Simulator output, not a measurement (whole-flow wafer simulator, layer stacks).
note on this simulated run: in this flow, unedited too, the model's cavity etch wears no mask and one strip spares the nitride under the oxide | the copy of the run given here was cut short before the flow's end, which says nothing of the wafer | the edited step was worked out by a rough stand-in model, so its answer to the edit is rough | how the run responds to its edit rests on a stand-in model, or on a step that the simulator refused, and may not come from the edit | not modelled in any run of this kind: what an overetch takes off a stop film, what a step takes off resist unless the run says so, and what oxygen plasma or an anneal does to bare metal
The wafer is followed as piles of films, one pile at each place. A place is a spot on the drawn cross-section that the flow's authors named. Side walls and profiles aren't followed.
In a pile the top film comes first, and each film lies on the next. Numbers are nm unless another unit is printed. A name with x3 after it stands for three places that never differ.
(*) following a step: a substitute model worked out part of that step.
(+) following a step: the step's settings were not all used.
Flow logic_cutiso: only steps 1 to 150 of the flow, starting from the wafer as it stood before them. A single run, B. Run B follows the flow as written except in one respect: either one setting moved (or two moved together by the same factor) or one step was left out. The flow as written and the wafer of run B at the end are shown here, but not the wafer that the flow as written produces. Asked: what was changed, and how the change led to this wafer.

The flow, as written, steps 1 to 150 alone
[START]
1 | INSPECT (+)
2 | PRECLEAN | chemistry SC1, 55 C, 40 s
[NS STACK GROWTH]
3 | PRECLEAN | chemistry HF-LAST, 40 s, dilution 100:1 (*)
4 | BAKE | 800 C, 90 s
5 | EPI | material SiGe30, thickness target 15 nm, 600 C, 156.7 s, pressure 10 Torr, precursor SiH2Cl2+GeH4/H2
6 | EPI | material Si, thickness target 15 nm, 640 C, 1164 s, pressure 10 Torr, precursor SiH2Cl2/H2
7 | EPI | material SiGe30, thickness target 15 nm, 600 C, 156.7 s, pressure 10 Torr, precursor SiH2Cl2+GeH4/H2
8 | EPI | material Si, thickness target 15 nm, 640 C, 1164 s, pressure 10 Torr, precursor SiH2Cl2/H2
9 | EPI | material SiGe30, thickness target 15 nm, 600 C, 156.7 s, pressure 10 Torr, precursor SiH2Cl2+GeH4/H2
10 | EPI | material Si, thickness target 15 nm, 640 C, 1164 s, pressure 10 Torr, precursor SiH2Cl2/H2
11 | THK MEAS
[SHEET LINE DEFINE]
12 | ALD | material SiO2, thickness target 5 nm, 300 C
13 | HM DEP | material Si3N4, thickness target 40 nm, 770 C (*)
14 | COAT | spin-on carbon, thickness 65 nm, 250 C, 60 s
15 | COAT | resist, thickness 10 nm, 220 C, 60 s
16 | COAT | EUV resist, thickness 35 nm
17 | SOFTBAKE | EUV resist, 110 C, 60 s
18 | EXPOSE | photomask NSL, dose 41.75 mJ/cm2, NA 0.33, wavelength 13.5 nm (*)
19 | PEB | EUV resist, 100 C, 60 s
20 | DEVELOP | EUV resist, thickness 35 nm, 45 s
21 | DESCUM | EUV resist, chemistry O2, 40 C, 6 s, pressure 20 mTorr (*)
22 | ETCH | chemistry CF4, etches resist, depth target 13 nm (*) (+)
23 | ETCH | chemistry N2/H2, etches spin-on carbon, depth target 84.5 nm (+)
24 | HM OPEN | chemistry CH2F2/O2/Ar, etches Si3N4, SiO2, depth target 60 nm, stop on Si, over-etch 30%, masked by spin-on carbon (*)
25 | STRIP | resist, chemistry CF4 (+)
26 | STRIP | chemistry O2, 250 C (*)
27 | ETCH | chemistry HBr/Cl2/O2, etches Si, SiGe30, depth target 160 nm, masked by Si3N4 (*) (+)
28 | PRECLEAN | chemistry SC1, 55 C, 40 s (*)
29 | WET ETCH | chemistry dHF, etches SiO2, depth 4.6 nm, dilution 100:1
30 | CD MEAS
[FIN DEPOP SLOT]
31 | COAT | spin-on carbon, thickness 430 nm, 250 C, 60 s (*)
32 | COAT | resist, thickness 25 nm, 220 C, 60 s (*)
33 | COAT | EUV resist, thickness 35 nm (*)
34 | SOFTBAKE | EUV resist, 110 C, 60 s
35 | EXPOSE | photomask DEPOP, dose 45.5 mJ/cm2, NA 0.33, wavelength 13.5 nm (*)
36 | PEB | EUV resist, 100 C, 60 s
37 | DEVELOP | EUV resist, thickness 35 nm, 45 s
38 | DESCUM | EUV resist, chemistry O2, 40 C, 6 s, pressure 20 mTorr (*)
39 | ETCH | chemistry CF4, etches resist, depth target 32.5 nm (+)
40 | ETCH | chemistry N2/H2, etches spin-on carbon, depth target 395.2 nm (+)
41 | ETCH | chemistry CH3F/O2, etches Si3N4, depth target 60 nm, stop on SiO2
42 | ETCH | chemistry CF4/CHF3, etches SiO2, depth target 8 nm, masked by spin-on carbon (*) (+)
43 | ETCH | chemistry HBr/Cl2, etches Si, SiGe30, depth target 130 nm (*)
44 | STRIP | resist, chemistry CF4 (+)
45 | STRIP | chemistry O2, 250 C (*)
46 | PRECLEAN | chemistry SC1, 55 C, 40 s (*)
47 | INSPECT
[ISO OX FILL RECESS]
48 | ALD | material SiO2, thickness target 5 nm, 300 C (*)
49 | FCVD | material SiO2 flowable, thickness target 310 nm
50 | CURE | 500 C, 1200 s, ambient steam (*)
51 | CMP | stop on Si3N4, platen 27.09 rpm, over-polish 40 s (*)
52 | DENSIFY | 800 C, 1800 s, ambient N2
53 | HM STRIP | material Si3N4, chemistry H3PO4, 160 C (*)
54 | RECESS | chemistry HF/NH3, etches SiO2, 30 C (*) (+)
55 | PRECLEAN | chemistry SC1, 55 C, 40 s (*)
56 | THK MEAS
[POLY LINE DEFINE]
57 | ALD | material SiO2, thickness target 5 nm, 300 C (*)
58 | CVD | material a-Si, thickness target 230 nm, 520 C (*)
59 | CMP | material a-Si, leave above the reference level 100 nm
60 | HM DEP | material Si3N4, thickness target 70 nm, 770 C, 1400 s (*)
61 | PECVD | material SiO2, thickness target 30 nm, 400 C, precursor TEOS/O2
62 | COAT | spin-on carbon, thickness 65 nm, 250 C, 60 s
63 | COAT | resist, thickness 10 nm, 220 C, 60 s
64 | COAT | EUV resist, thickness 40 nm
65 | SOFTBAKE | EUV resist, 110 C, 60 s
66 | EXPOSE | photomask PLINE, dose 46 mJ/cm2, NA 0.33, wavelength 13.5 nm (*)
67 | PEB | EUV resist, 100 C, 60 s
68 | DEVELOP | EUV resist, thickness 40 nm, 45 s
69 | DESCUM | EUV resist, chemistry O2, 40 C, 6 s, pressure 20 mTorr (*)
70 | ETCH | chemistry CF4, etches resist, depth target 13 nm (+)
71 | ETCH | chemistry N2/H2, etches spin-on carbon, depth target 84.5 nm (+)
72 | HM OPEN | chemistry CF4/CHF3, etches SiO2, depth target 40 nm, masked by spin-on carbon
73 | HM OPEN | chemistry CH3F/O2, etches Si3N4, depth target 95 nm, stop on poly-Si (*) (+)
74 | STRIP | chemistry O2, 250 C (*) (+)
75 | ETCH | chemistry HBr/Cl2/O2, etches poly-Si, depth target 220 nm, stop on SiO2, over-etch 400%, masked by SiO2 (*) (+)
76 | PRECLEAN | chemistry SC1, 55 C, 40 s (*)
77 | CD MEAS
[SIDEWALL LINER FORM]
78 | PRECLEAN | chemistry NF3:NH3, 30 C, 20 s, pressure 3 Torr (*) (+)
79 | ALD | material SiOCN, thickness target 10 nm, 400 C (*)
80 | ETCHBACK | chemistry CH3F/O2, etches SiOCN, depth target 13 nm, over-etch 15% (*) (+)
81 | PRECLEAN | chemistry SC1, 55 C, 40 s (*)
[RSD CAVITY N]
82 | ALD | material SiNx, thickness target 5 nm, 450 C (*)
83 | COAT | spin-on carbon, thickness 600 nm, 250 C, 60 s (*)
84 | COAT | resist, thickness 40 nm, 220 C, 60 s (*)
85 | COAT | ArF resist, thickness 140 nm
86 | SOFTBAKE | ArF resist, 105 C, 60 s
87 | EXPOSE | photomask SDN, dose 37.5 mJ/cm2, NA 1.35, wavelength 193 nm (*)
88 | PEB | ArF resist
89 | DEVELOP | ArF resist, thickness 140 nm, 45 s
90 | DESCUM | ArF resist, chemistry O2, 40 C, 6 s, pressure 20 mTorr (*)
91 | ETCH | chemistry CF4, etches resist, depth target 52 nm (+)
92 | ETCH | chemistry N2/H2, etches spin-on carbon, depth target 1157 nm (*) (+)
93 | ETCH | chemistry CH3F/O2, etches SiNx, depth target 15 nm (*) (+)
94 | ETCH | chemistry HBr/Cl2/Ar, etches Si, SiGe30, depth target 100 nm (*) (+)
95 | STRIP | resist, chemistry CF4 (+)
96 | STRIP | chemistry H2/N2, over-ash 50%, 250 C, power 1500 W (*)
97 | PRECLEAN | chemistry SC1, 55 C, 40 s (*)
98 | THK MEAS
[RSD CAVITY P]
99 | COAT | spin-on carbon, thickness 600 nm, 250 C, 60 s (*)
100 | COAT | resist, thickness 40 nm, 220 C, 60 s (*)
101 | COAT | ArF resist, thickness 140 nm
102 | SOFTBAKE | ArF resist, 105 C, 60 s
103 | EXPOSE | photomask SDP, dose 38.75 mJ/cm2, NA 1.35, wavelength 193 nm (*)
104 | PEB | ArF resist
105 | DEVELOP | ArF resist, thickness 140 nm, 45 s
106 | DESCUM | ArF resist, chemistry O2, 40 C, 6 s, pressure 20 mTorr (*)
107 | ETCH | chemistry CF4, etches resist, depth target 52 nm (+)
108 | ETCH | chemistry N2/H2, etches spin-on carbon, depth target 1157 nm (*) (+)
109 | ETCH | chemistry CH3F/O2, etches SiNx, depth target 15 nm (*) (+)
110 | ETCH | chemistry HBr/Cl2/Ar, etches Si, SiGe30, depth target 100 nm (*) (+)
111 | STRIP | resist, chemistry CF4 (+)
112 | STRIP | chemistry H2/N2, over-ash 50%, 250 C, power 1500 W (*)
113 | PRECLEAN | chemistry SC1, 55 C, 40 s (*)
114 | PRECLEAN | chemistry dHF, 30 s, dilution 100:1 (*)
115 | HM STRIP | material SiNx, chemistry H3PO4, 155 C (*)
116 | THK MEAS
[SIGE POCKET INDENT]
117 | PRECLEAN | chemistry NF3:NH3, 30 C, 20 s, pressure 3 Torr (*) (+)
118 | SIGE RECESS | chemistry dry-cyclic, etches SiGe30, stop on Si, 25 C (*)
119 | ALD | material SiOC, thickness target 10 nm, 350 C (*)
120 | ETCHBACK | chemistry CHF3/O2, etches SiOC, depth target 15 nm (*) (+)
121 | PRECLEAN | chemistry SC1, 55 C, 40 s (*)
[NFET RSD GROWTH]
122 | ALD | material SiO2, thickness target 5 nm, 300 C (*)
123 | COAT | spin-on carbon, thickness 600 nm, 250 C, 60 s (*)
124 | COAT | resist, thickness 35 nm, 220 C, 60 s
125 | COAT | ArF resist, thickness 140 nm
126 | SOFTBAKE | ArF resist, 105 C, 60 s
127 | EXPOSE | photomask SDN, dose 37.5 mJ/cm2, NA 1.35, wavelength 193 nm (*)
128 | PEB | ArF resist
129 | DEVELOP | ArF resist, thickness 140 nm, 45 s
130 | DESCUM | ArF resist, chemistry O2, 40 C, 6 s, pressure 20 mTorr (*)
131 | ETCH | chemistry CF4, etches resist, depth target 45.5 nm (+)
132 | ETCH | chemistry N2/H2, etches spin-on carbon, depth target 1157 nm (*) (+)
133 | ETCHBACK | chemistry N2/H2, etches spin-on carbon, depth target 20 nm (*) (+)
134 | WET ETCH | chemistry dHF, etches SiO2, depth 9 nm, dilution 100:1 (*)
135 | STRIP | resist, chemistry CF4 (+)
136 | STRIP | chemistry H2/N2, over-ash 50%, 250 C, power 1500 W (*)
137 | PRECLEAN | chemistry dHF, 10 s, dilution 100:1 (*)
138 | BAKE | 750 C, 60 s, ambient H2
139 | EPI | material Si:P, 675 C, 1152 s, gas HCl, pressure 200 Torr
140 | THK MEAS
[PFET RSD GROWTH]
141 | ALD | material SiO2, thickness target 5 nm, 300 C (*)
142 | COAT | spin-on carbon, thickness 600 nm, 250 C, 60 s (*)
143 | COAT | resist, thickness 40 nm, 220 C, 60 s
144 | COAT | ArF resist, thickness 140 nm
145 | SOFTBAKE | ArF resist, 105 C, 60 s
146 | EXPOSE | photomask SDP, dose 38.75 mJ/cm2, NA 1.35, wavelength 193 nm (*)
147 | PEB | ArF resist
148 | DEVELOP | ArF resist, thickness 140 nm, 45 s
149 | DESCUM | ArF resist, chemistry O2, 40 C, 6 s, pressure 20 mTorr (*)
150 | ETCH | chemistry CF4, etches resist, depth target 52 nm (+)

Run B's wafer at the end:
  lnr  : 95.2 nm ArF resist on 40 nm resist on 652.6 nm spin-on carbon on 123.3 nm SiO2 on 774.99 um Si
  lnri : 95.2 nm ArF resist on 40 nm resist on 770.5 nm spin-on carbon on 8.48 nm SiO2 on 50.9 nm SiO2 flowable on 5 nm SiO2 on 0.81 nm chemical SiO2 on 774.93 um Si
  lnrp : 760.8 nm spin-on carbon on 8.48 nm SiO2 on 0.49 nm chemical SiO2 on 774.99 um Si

Cause: step 79, ALD: thickness target 4 nm was run, though the flow has thickness target 10 nm.

Step by step, how the change led to this:
  79 | ALD | material SiOCN, thickness target 10 nm, 400 C (*)
      depop, dpovl, gfld and 19 more: +4 SiOCN (new film) (it would be, as written: +10 SiOCN (new film))
  80 | ETCHBACK | chemistry CH3F/O2, etches SiOCN, depth target 13 nm, over-etch 15% (*) (+)
      lnr, lnrp, lnrt: -4 SiOCN (all of it), -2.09 Si (it would be, as written: +175.1 SiOCN)
      lnri: -4 SiOCN (all of it), -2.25 SiO2 flowable (it would be, as written: +271.9 SiOCN)
      (as well as at 18 more places)
  83 | COAT | spin-on carbon, thickness 600 nm, 250 C, 60 s (*)
      gl, glp, plug, tap: +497 spin-on carbon (new film) (it would be, as written: +528.7 spin-on carbon (new film))
      rsdn, rsdw, rsdx: +684.7 spin-on carbon (new film) (it would be, as written: +716.5 spin-on carbon (new film))
      (as well as at 10 more places)
  92 | ETCH | chemistry N2/H2, etches spin-on carbon, depth target 1157 nm (*) (+)
      gl, tap: -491 spin-on carbon (all of it), -5 SiNx (all of it), -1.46 SiO2 (it would be, as written: -522.7 spin-on carbon (all of it), -2.88 SiNx)
      gxn: -490.9 spin-on carbon (all of it), -5 SiNx (all of it), -1.46 SiO2 (it would be, as written: -522.7 spin-on carbon (all of it), -2.88 SiNx)
      (as well as at 19 more places)
  93 | ETCH | chemistry CH3F/O2, etches SiNx, depth target 15 nm (*) (+)
      gl, gxn, tap: -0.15 SiO2 (it would be, as written: -2.12 SiNx (all of it), -0.17 SiO2)
      lnr, lnrt: -1.31 SiNx (all of it), -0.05 chemical SiO2 (it would be, as written: -2.15 SiNx (all of it), -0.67 SiOCN)
      (as well as at 2 more places)
  94 | ETCH | chemistry HBr/Cl2/Ar, etches Si, SiGe30, depth target 100 nm (*) (+)
      lnr, lnrt: -0.44 chemical SiO2 (all of it), -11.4 Si (all of it), -15 SiGe30 (all of it), -15 Si (all of it), -15 SiGe30 (all of it), -15 Si (all of it), -15 SiGe30 (all of it), -13.6 Si (it would be, as written: nothing)
      rsdn, rsdx: -0.44 chemical SiO2 (all of it), -11.4 Si (all of it), -15 SiGe30 (all of it), -15 Si (all of it), -15 SiGe30 (all of it), -15 Si (all of it), -15 SiGe30 (all of it), -13.6 Si (it would be, as written: -0.49 chemical SiO2 (all of it), -12.8 Si (all of it), -15 SiGe30 (all of it), -15 Si (all of it), -15 SiGe30 (all of it), -15 Si (all of it), -15 SiGe30 (all of it), -12.2 Si)
  95 | STRIP | resist, chemistry CF4 (+)
      depop, dpovl, isow, ns, nsgap: -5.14 resist (all of it) (it would be, as written: -13 resist (all of it))
      gfld, lnri: -5.22 resist (all of it) (it would be, as written: -13 resist (all of it))
      (as well as at 8 more places)
  96 | STRIP | chemistry H2/N2, over-ash 50%, 250 C, power 1500 W (*)
      gfld, gxf: -496.9 spin-on carbon (all of it) (it would be, as written: -528.6 spin-on carbon (all of it))
      glp, plug: -497 spin-on carbon (all of it) (it would be, as written: -528.7 spin-on carbon (all of it))
      (as well as at 6 more places)
  99 | COAT | spin-on carbon, thickness 600 nm, 250 C, 60 s (*)
      gfld, plug: +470 spin-on carbon (new film) (it would be, as written: +509.8 spin-on carbon (new film))
      gl, gxn: +476.5 spin-on carbon (new film) (it would be, as written: +514.9 spin-on carbon (new film))
      (as well as at 13 more places)
  108 | ETCH | chemistry N2/H2, etches spin-on carbon, depth target 1157 nm (*) (+)
      glp, gxp: -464 spin-on carbon (all of it), -5 SiNx (all of it), -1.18 SiO2 (it would be, as written: -503.9 spin-on carbon (all of it), -2.78 SiNx)
      depop, dpovl, gfld and 14 more: -95.2 ArF resist (all of it), -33 resist (it would be, as written: -95.2 ArF resist (all of it), -25.2 resist)
      (as well as at 3 more places)
  109 | ETCH | chemistry CH3F/O2, etches SiNx, depth target 15 nm (*) (+)
      glp, gxp: -0.16 SiO2 (it would be, as written: -2.22 SiNx (all of it), -0.17 SiO2)
      rsdp, rsdw: -1.45 SiNx (all of it), -0.06 chemical SiO2 (it would be, as written: -4.26 SiNx (all of it))
      (as well as at 1 more place)
  110 | ETCH | chemistry HBr/Cl2/Ar, etches Si, SiGe30, depth target 100 nm (*) (+)
      lnrp: -0.43 chemical SiO2 (all of it), -11.4 Si (all of it), -15 SiGe30 (all of it), -15 Si (all of it), -15 SiGe30 (all of it), -15 Si (all of it), -15 SiGe30 (all of it), -13.6 Si (it would be, as written: nothing)
      rsdp, rsdw: -0.43 chemical SiO2 (all of it), -11.4 Si (all of it), -15 SiGe30 (all of it), -15 Si (all of it), -15 SiGe30 (all of it), -15 Si (all of it), -15 SiGe30 (all of it), -13.6 Si (it would be, as written: -0.49 chemical SiO2 (all of it), -12.8 Si (all of it), -15 SiGe30 (all of it), -15 Si (all of it), -15 SiGe30 (all of it), -15 Si (all of it), -15 SiGe30 (all of it), -12.2 Si)
  111 | STRIP | resist, chemistry CF4 (+)
      depop, dpovl, isow, ns, nsgap: -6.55 resist (all of it) (it would be, as written: -14 resist (all of it))
      gxn, lnr, rsdn: -6.66 resist (all of it) (it would be, as written: -14.1 resist (all of it))
      (as well as at 9 more places)
  112 | STRIP | chemistry H2/N2, over-ash 50%, 250 C, power 1500 W (*)
      gfld, plug: -470 spin-on carbon (all of it) (it would be, as written: -509.8 spin-on carbon (all of it))
      gl, gxn: -476.5 spin-on carbon (all of it) (it would be, as written: -514.9 spin-on carbon (all of it))
      (as well as at 8 more places)
  114 | PRECLEAN | chemistry dHF, 30 s, dilution 100:1 (*)
      lnr, lnrt: -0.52 chemical SiO2 (all of it) (it would be, as written: -0.49 SiOCN)
  115 | HM STRIP | material SiNx, chemistry H3PO4, 155 C (*)
      lnr, lnrp, lnrt: +0.5 chemical SiO2 (new film), -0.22 Si (it would be, as written: -0.58 SiOCN)
  ... 12 further steps ...
  142 | COAT | spin-on carbon, thickness 600 nm, 250 C, 60 s (*)
      gfld, gxf, plug: +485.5 spin-on carbon (new film) (it would be, as written: +525.3 spin-on carbon (new film))
      gl, tap: +507.2 spin-on carbon (new film) (it would be, as written: +547.8 spin-on carbon (new film))
      (as well as at 12 more places)
